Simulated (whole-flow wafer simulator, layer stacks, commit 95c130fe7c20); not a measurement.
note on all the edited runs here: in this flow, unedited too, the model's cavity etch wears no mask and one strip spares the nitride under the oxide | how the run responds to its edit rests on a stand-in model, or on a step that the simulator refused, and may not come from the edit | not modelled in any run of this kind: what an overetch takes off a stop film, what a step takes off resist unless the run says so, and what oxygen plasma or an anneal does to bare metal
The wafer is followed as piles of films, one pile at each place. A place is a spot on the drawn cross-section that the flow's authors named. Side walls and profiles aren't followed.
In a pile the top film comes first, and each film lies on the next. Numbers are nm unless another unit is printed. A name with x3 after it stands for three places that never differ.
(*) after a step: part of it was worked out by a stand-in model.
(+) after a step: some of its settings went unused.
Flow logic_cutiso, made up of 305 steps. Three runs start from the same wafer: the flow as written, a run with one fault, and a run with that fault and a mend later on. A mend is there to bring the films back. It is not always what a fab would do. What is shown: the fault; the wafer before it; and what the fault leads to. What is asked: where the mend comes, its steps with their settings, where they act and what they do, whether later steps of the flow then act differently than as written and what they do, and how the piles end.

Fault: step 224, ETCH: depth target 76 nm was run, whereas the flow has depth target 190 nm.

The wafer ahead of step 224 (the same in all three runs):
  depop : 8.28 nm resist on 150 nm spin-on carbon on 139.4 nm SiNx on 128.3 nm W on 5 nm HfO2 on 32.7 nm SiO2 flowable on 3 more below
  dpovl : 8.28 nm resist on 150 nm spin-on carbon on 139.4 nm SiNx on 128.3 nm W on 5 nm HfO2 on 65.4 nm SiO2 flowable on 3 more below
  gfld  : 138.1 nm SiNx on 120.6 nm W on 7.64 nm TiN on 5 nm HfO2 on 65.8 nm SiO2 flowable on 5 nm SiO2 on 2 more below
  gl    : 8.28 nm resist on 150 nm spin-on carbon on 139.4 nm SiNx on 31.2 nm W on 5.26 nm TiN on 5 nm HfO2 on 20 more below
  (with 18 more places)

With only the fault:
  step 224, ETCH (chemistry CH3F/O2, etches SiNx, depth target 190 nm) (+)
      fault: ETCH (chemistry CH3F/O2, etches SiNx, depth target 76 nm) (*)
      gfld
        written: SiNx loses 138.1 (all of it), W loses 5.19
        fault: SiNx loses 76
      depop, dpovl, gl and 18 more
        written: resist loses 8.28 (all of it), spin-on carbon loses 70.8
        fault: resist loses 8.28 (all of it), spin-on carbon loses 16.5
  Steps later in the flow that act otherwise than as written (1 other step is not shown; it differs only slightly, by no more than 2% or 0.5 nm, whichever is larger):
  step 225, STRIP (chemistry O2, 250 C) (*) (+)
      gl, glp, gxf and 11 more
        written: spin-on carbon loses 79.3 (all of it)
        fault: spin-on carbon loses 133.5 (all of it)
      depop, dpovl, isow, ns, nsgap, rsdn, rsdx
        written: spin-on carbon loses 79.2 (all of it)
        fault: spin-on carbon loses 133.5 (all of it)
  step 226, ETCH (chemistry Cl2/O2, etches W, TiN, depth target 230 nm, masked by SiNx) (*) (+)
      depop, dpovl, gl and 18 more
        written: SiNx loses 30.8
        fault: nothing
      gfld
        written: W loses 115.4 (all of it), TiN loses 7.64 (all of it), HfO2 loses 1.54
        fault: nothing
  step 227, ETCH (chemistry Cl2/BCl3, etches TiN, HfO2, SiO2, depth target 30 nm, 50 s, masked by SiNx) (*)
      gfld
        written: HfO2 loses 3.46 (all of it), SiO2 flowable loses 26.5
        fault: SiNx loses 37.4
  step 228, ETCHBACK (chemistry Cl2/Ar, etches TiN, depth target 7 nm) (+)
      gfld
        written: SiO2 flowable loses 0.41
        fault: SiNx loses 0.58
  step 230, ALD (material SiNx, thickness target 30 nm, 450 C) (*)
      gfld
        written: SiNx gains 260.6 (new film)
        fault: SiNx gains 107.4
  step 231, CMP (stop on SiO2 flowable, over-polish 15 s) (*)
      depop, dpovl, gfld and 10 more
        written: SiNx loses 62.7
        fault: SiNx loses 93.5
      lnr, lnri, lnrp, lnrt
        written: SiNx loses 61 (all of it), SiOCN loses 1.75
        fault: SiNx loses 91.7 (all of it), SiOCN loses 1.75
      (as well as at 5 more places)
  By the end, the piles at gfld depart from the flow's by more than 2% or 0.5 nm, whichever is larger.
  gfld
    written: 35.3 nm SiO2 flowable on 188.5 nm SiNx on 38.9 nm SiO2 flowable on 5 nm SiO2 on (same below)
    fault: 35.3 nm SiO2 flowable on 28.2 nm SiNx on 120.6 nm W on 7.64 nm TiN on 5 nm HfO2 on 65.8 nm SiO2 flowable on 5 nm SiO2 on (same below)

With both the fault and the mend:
  The mend follows step 224.
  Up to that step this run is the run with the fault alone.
  step 224a, ETCH (chemistry CH3F/O2, etches SiNx, depth target 114 nm) (*) (+) (the flow's step 224 again, with other settings)
      depop, dpovl, gl and 18 more
        spin-on carbon loses 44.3
      gfld
        SiNx loses 62.1 (all of it), W loses 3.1
  Steps later in the flow that act otherwise than as written (5 other steps are not shown; they differ only slightly, by no more than 2% or 0.5 nm, whichever is larger):
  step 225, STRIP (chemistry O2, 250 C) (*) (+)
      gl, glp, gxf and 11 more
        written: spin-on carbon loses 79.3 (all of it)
        mend: spin-on carbon loses 89.2 (all of it)
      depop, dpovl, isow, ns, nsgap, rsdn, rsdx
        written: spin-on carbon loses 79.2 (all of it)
        mend: spin-on carbon loses 89.2 (all of it)
  The piles end only slightly different from the flow's at the places that both follow, by no more than 2% or 0.5 nm, whichever is larger.
